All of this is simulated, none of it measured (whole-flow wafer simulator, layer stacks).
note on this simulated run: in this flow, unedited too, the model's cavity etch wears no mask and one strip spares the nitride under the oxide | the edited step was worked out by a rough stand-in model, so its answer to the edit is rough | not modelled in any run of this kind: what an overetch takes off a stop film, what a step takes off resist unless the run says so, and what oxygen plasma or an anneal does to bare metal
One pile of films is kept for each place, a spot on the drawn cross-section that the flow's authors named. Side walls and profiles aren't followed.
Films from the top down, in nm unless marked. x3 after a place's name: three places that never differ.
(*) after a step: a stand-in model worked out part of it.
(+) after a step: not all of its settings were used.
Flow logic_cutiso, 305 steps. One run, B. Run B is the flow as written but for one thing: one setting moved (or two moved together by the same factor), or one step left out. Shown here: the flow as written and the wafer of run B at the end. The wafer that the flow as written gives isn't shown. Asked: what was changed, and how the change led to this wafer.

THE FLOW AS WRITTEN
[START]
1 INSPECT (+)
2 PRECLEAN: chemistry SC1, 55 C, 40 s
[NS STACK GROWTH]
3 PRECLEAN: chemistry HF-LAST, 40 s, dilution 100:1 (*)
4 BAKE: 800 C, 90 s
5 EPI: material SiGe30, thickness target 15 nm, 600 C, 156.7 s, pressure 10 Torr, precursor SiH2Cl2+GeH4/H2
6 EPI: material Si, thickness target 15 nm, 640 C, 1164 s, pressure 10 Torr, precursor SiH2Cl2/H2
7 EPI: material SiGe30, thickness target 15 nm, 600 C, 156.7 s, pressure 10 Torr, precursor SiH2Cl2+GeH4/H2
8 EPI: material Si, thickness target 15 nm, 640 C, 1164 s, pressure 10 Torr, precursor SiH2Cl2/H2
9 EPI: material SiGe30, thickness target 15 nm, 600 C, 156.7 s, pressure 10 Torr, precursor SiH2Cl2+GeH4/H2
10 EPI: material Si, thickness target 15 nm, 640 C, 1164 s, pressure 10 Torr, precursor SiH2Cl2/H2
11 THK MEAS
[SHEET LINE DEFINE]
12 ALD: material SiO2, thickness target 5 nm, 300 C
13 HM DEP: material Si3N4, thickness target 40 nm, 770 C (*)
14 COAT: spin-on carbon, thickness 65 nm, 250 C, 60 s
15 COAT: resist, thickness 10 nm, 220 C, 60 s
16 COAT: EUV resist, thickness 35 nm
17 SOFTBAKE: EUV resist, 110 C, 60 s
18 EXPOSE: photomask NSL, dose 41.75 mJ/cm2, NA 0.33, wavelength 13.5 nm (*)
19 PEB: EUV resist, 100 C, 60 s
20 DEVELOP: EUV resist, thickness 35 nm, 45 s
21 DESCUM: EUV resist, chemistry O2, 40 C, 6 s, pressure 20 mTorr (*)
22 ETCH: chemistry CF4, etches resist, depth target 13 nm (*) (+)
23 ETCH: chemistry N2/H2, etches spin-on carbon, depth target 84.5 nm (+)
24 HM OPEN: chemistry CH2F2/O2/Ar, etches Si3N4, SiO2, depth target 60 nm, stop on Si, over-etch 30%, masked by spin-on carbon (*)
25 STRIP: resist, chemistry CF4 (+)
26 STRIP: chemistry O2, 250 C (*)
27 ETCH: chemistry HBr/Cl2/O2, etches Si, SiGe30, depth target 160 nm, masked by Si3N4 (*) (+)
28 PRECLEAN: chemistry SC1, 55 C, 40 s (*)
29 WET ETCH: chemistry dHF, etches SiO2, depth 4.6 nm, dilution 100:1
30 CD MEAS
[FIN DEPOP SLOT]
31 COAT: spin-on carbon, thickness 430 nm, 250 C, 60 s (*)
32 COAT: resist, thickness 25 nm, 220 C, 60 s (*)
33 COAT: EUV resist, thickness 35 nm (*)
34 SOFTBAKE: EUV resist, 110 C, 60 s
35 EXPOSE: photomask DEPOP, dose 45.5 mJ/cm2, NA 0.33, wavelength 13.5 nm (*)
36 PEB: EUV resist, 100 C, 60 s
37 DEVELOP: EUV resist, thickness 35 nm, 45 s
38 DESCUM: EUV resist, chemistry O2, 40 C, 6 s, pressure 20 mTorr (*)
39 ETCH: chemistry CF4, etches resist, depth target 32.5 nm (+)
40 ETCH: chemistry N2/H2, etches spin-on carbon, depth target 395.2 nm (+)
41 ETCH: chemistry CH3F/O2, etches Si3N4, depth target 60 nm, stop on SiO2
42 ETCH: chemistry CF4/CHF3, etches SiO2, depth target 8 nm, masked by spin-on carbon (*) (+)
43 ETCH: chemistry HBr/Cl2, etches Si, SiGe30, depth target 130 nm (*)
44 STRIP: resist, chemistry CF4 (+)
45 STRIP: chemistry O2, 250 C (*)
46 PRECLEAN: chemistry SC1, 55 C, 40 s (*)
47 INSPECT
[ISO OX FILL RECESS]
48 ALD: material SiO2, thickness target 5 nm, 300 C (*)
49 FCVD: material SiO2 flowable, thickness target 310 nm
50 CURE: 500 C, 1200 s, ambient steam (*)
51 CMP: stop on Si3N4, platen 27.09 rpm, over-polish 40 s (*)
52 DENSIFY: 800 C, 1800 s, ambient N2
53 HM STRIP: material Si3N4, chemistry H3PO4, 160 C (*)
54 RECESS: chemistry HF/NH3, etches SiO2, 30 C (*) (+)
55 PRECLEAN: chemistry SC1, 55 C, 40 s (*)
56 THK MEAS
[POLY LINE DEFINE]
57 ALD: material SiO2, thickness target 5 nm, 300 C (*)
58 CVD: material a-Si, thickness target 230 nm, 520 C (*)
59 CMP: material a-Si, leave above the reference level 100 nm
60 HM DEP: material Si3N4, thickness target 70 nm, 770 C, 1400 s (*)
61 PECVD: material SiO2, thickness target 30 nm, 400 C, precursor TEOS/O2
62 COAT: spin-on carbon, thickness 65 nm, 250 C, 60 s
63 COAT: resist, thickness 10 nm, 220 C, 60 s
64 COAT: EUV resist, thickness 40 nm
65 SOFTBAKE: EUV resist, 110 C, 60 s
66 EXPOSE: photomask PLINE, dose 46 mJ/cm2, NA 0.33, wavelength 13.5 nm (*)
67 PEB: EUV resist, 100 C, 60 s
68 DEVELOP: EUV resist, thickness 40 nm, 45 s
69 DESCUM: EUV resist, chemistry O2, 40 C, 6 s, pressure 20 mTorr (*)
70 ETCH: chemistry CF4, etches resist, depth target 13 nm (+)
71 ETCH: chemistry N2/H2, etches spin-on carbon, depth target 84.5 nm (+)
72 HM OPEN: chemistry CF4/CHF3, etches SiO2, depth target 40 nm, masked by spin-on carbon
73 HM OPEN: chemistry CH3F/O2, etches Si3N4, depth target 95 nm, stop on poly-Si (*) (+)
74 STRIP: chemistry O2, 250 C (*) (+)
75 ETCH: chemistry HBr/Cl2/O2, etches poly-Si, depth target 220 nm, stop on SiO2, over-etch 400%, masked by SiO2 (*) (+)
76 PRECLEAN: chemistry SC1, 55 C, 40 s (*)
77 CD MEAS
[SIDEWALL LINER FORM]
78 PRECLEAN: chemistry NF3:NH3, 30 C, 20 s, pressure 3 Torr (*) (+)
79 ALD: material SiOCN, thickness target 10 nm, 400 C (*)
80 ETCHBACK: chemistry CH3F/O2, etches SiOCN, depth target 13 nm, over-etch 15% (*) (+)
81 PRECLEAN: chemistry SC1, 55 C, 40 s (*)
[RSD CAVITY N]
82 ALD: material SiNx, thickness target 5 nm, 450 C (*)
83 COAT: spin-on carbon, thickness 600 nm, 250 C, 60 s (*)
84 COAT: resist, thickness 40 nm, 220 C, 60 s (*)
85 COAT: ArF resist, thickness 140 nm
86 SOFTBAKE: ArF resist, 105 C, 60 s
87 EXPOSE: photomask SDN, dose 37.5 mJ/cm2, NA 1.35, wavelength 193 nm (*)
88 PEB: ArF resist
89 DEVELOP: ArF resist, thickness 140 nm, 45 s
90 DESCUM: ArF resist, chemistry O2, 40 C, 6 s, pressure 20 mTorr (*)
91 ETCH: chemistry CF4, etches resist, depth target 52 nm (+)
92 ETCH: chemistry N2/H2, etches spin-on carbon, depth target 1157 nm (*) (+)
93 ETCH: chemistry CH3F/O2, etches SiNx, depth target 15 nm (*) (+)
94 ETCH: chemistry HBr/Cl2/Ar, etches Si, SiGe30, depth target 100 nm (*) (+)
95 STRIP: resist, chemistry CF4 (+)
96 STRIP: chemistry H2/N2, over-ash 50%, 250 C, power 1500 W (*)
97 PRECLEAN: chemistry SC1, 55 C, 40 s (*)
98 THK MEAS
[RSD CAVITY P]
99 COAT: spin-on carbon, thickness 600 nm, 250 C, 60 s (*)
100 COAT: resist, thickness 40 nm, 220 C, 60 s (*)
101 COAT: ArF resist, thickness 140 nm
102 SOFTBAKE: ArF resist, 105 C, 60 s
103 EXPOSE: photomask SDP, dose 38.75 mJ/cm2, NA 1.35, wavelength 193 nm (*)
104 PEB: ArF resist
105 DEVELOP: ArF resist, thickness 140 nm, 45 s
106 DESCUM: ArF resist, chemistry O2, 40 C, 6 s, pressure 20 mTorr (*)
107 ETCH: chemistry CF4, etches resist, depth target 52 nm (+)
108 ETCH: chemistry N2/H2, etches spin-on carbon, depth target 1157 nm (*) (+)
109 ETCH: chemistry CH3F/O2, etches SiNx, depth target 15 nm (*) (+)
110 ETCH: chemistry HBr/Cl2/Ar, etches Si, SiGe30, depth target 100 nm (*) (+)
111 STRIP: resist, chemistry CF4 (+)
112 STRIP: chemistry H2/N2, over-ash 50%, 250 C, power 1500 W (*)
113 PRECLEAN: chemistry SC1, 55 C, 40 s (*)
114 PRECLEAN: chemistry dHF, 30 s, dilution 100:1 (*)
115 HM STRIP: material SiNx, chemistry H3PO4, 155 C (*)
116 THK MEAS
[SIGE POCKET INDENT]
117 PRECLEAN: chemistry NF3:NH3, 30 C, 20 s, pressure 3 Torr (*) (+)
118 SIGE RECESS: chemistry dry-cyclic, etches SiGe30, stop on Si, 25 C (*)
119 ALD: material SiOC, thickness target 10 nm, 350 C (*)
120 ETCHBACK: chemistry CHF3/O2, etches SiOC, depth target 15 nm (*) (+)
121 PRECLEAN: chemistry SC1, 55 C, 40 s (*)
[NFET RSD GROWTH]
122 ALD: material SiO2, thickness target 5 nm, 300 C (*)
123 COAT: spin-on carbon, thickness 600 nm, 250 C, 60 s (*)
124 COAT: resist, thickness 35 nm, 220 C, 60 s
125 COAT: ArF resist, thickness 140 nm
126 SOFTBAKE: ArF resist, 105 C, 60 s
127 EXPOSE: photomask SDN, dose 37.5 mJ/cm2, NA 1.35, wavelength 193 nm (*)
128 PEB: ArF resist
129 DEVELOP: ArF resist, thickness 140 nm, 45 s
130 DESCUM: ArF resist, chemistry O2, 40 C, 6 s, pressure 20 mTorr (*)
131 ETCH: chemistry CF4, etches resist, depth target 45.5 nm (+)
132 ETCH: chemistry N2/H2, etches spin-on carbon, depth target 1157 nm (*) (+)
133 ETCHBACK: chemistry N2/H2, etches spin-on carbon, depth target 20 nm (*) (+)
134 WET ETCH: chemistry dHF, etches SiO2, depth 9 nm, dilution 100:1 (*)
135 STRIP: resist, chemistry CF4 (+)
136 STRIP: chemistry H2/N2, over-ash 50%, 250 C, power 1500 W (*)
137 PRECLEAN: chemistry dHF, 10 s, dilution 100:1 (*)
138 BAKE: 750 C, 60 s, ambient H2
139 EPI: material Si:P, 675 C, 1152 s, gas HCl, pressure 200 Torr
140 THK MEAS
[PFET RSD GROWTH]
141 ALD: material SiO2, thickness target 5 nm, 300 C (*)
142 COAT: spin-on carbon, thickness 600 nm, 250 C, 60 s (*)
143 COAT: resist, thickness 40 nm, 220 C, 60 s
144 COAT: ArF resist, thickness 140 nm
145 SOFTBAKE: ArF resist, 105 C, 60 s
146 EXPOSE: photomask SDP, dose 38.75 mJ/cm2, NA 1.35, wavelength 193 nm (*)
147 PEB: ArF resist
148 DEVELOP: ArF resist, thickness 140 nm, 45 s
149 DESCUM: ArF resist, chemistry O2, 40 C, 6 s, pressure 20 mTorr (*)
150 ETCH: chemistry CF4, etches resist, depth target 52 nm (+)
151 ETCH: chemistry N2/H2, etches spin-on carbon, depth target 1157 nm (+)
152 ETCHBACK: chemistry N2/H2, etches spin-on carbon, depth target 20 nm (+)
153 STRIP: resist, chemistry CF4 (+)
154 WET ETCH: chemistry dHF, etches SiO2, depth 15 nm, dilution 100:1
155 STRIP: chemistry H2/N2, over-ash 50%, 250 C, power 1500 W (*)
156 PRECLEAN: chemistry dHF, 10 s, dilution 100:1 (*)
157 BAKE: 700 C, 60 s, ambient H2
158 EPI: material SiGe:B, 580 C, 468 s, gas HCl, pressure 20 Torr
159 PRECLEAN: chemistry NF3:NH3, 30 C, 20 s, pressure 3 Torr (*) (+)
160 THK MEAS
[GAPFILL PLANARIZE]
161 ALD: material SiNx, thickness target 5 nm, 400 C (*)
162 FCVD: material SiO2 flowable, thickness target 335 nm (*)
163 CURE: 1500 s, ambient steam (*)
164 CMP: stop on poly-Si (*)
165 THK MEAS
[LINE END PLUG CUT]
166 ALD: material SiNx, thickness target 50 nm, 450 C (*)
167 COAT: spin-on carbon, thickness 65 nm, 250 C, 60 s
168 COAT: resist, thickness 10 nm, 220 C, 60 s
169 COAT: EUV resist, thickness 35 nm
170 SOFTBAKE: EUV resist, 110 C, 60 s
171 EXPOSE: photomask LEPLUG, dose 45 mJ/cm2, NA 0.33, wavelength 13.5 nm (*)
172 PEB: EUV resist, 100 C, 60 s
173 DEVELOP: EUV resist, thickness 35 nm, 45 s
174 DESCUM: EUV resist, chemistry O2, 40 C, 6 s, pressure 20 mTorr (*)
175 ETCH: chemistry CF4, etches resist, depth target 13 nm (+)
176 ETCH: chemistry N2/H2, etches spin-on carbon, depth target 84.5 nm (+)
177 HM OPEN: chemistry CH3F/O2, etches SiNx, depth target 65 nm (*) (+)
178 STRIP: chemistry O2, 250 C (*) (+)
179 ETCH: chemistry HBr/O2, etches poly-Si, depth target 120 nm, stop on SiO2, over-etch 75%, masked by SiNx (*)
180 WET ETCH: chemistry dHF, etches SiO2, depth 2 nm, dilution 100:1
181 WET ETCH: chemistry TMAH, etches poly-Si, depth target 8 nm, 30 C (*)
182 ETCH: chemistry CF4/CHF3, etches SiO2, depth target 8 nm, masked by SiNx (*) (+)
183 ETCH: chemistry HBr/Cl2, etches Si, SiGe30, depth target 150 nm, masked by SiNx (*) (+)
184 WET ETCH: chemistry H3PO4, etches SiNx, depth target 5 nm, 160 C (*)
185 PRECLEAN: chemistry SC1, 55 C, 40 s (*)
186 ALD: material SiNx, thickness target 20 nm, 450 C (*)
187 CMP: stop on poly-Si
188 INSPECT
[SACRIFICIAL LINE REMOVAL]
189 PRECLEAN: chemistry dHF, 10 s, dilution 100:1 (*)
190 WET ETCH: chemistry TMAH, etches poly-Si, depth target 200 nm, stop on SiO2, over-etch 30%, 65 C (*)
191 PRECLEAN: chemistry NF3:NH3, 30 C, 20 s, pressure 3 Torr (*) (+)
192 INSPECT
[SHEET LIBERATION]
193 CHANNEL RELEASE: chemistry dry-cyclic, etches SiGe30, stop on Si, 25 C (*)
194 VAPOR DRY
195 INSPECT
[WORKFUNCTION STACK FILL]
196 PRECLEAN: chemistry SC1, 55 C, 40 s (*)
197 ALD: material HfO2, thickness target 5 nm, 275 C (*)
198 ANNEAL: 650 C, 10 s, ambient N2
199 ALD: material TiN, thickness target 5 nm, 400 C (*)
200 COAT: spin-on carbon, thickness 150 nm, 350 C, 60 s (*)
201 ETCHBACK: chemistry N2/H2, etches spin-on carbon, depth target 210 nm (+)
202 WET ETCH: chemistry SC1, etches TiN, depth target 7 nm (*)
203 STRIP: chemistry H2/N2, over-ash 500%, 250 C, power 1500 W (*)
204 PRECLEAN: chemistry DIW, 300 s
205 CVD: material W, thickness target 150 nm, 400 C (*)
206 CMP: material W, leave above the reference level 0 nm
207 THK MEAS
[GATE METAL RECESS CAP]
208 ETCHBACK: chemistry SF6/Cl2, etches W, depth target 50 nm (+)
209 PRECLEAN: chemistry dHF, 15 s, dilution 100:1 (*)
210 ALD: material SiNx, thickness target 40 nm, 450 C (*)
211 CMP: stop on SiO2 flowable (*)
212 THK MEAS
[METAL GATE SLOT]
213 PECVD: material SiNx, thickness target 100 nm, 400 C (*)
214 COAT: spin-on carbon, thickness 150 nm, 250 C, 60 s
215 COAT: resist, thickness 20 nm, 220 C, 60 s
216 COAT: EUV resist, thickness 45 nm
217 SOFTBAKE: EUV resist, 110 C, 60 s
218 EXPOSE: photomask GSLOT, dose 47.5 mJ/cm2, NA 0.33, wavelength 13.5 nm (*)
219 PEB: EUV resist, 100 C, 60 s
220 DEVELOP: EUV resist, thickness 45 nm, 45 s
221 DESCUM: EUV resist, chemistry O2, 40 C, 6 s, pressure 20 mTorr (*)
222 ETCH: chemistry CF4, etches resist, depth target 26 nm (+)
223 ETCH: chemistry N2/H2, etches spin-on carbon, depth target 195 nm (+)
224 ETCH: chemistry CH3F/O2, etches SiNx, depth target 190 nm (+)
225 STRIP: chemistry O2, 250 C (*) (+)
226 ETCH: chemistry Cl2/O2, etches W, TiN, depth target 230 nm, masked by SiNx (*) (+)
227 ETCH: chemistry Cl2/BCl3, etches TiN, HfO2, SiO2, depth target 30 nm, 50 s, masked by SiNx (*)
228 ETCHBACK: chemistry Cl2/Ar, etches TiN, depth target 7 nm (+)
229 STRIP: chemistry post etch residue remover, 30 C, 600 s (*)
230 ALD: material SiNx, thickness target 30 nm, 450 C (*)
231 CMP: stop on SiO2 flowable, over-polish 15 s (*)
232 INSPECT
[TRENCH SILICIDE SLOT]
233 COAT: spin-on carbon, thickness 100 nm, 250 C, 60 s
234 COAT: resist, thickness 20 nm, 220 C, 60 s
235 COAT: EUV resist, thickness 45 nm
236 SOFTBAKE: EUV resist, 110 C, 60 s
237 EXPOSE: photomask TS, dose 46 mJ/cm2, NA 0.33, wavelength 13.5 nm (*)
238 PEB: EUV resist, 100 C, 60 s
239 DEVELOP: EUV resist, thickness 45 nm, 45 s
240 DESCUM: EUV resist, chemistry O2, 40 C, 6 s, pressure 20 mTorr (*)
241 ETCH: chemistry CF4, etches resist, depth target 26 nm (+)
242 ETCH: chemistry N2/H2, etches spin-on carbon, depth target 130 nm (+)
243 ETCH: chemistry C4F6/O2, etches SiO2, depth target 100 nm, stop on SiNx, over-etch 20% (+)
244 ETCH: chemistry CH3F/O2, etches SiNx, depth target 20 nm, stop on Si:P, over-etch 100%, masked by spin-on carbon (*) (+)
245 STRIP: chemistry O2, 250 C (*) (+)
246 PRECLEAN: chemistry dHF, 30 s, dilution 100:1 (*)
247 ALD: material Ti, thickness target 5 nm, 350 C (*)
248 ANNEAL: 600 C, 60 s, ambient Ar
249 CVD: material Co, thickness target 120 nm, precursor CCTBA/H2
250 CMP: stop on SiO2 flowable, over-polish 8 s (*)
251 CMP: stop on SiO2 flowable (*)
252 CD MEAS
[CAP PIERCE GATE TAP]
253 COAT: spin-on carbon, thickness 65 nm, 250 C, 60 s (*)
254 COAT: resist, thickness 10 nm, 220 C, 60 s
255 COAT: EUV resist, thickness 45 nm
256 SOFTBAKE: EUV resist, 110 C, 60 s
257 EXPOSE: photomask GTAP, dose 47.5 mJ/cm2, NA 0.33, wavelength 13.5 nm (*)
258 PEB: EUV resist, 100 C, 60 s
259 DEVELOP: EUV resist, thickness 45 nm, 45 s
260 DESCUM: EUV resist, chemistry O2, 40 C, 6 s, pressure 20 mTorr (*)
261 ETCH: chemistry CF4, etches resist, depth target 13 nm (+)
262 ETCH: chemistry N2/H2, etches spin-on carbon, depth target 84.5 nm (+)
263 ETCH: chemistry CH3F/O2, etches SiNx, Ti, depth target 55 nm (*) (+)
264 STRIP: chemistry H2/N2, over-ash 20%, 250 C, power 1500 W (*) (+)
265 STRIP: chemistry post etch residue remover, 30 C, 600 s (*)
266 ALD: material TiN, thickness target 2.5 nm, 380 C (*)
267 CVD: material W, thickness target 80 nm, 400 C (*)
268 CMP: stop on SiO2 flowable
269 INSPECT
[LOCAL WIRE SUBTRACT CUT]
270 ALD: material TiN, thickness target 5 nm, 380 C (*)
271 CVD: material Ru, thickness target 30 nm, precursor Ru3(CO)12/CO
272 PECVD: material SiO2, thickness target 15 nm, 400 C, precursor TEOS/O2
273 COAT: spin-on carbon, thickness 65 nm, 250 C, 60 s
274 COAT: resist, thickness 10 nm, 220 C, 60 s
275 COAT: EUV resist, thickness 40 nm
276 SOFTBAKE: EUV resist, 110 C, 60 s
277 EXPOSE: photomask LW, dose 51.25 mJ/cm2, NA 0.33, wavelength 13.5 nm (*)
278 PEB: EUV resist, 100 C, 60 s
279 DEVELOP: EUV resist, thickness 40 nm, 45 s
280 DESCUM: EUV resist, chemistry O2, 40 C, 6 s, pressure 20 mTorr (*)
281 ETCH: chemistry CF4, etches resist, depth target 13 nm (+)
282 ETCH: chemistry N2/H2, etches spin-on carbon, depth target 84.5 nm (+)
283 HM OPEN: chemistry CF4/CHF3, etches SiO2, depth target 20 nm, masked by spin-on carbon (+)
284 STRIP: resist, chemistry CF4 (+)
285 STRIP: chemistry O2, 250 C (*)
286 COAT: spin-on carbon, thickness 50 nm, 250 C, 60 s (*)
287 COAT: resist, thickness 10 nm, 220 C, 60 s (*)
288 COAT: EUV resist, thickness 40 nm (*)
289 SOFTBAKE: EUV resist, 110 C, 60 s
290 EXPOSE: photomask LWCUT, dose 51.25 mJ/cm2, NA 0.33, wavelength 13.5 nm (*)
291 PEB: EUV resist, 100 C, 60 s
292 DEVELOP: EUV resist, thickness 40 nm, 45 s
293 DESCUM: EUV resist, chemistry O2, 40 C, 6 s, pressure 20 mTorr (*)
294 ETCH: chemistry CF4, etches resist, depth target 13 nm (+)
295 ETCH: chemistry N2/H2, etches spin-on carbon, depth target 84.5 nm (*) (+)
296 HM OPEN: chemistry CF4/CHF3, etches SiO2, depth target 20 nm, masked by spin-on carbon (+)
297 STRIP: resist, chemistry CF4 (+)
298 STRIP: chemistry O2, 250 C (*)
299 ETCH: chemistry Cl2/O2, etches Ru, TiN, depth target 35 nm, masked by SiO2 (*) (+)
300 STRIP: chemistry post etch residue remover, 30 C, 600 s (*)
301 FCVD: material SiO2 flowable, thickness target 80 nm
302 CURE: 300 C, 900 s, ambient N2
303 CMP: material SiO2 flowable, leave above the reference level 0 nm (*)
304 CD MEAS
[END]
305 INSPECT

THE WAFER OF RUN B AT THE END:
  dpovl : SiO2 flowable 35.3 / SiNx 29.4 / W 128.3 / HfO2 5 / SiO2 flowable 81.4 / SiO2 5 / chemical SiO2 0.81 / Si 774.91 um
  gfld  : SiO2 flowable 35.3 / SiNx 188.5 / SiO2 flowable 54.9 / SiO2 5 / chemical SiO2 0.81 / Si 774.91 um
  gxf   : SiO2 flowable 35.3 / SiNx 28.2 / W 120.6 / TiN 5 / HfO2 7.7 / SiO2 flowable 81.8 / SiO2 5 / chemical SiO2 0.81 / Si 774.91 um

The cause: step 27, ETCH: depth target 176 nm was run, where the flow has depth target 160 nm.

How the change led to this, step by step:
  27 ETCH: chemistry HBr/Cl2/O2, etches Si, SiGe30, depth target 160 nm, masked by Si3N4 (*) (+)
      depop, gl, glp and 12 more: Si3N4 -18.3 (as written it would be: Si3N4 -16.8)
      gfld, gxf, iso, lnri: chemical SiO2 -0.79 (all of it), Si -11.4 (all of it), SiGe30 -15 (all of it), Si -15 (all of it), SiGe30 -15 (all of it), Si -15 (all of it), SiGe30 -15 (all of it), Si -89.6 (as written it would be: chemical SiO2 -0.79 (all of it), Si -11.4 (all of it), SiGe30 -15 (all of it), Si -15 (all of it), SiGe30 -15 (all of it), Si -15 (all of it), SiGe30 -15 (all of it), Si -73.6)
      (and at 3 more places)
  31 COAT: spin-on carbon, thickness 430 nm, 250 C, 60 s (*)
      depop, ns: spin-on carbon +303 (new film) (as written it would be: spin-on carbon +312 (new film))
  40 ETCH: chemistry N2/H2, etches spin-on carbon, depth target 395.2 nm (+)
      depop: spin-on carbon -299.3 (all of it), Si3N4 -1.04 (as written it would be: spin-on carbon -308.2 (all of it), Si3N4 -0.95)
  41 ETCH: chemistry CH3F/O2, etches Si3N4, depth target 60 nm, stop on SiO2
      depop: Si3N4 -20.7 (all of it), SiO2 -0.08 (as written it would be: Si3N4 -22.2 (all of it), SiO2 -0.08)
      dpovl: spin-on carbon -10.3 (as written it would be: spin-on carbon -11.1)
  42 ETCH: chemistry CF4/CHF3, etches SiO2, depth target 8 nm, masked by spin-on carbon (*) (+)
      gxf: resist -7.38 (as written it would be: resist -7.42 (all of it))
      gxn: resist -7.38 (as written it would be: resist -7.31 (all of it))
      (and at 2 more places)
  43 ETCH: chemistry HBr/Cl2, etches Si, SiGe30, depth target 130 nm (*)
      iso: resist -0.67 (all of it), spin-on carbon -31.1 (as written it would be: spin-on carbon -32)
  45 STRIP: chemistry O2, 250 C (*)
      gfld, lnri: chemical SiO2 +0.82 (new film), spin-on carbon -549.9 (all of it), Si -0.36 (as written it would be: chemical SiO2 +0.82 (new film), spin-on carbon -538.7 (all of it), Si -0.36)
      dpovl: chemical SiO2 +0.82 (new film), spin-on carbon -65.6 (all of it), Si -0.36 (as written it would be: chemical SiO2 +0.82 (new film), spin-on carbon -59.3 (all of it), Si -0.36)
      (and at 3 more places)
  49 FCVD: material SiO2 flowable, thickness target 310 nm
      gfld, gxf, iso, lnri: SiO2 flowable +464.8 (new film) (as written it would be: SiO2 flowable +453.9 (new film))
      depop: SiO2 flowable +351.6 (new film) (as written it would be: SiO2 flowable +359.9 (new film))
      (and at 1 more place)
  51 CMP: stop on Si3N4, platen 27.09 rpm, over-polish 40 s (*)
      dpovl, isow: SiO2 flowable -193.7 (as written it would be: SiO2 flowable -200.4)
      depop: SiO2 flowable -193.8 (as written it would be: SiO2 flowable -200.5)
      (and at 2 more places)
  53 HM STRIP: material Si3N4, chemistry H3PO4, 160 C (*)
      gl, glp, gxn and 11 more: Si3N4 -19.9 (all of it), SiO2 -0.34 (as written it would be: Si3N4 -21.4 (all of it), SiO2 -0.36)
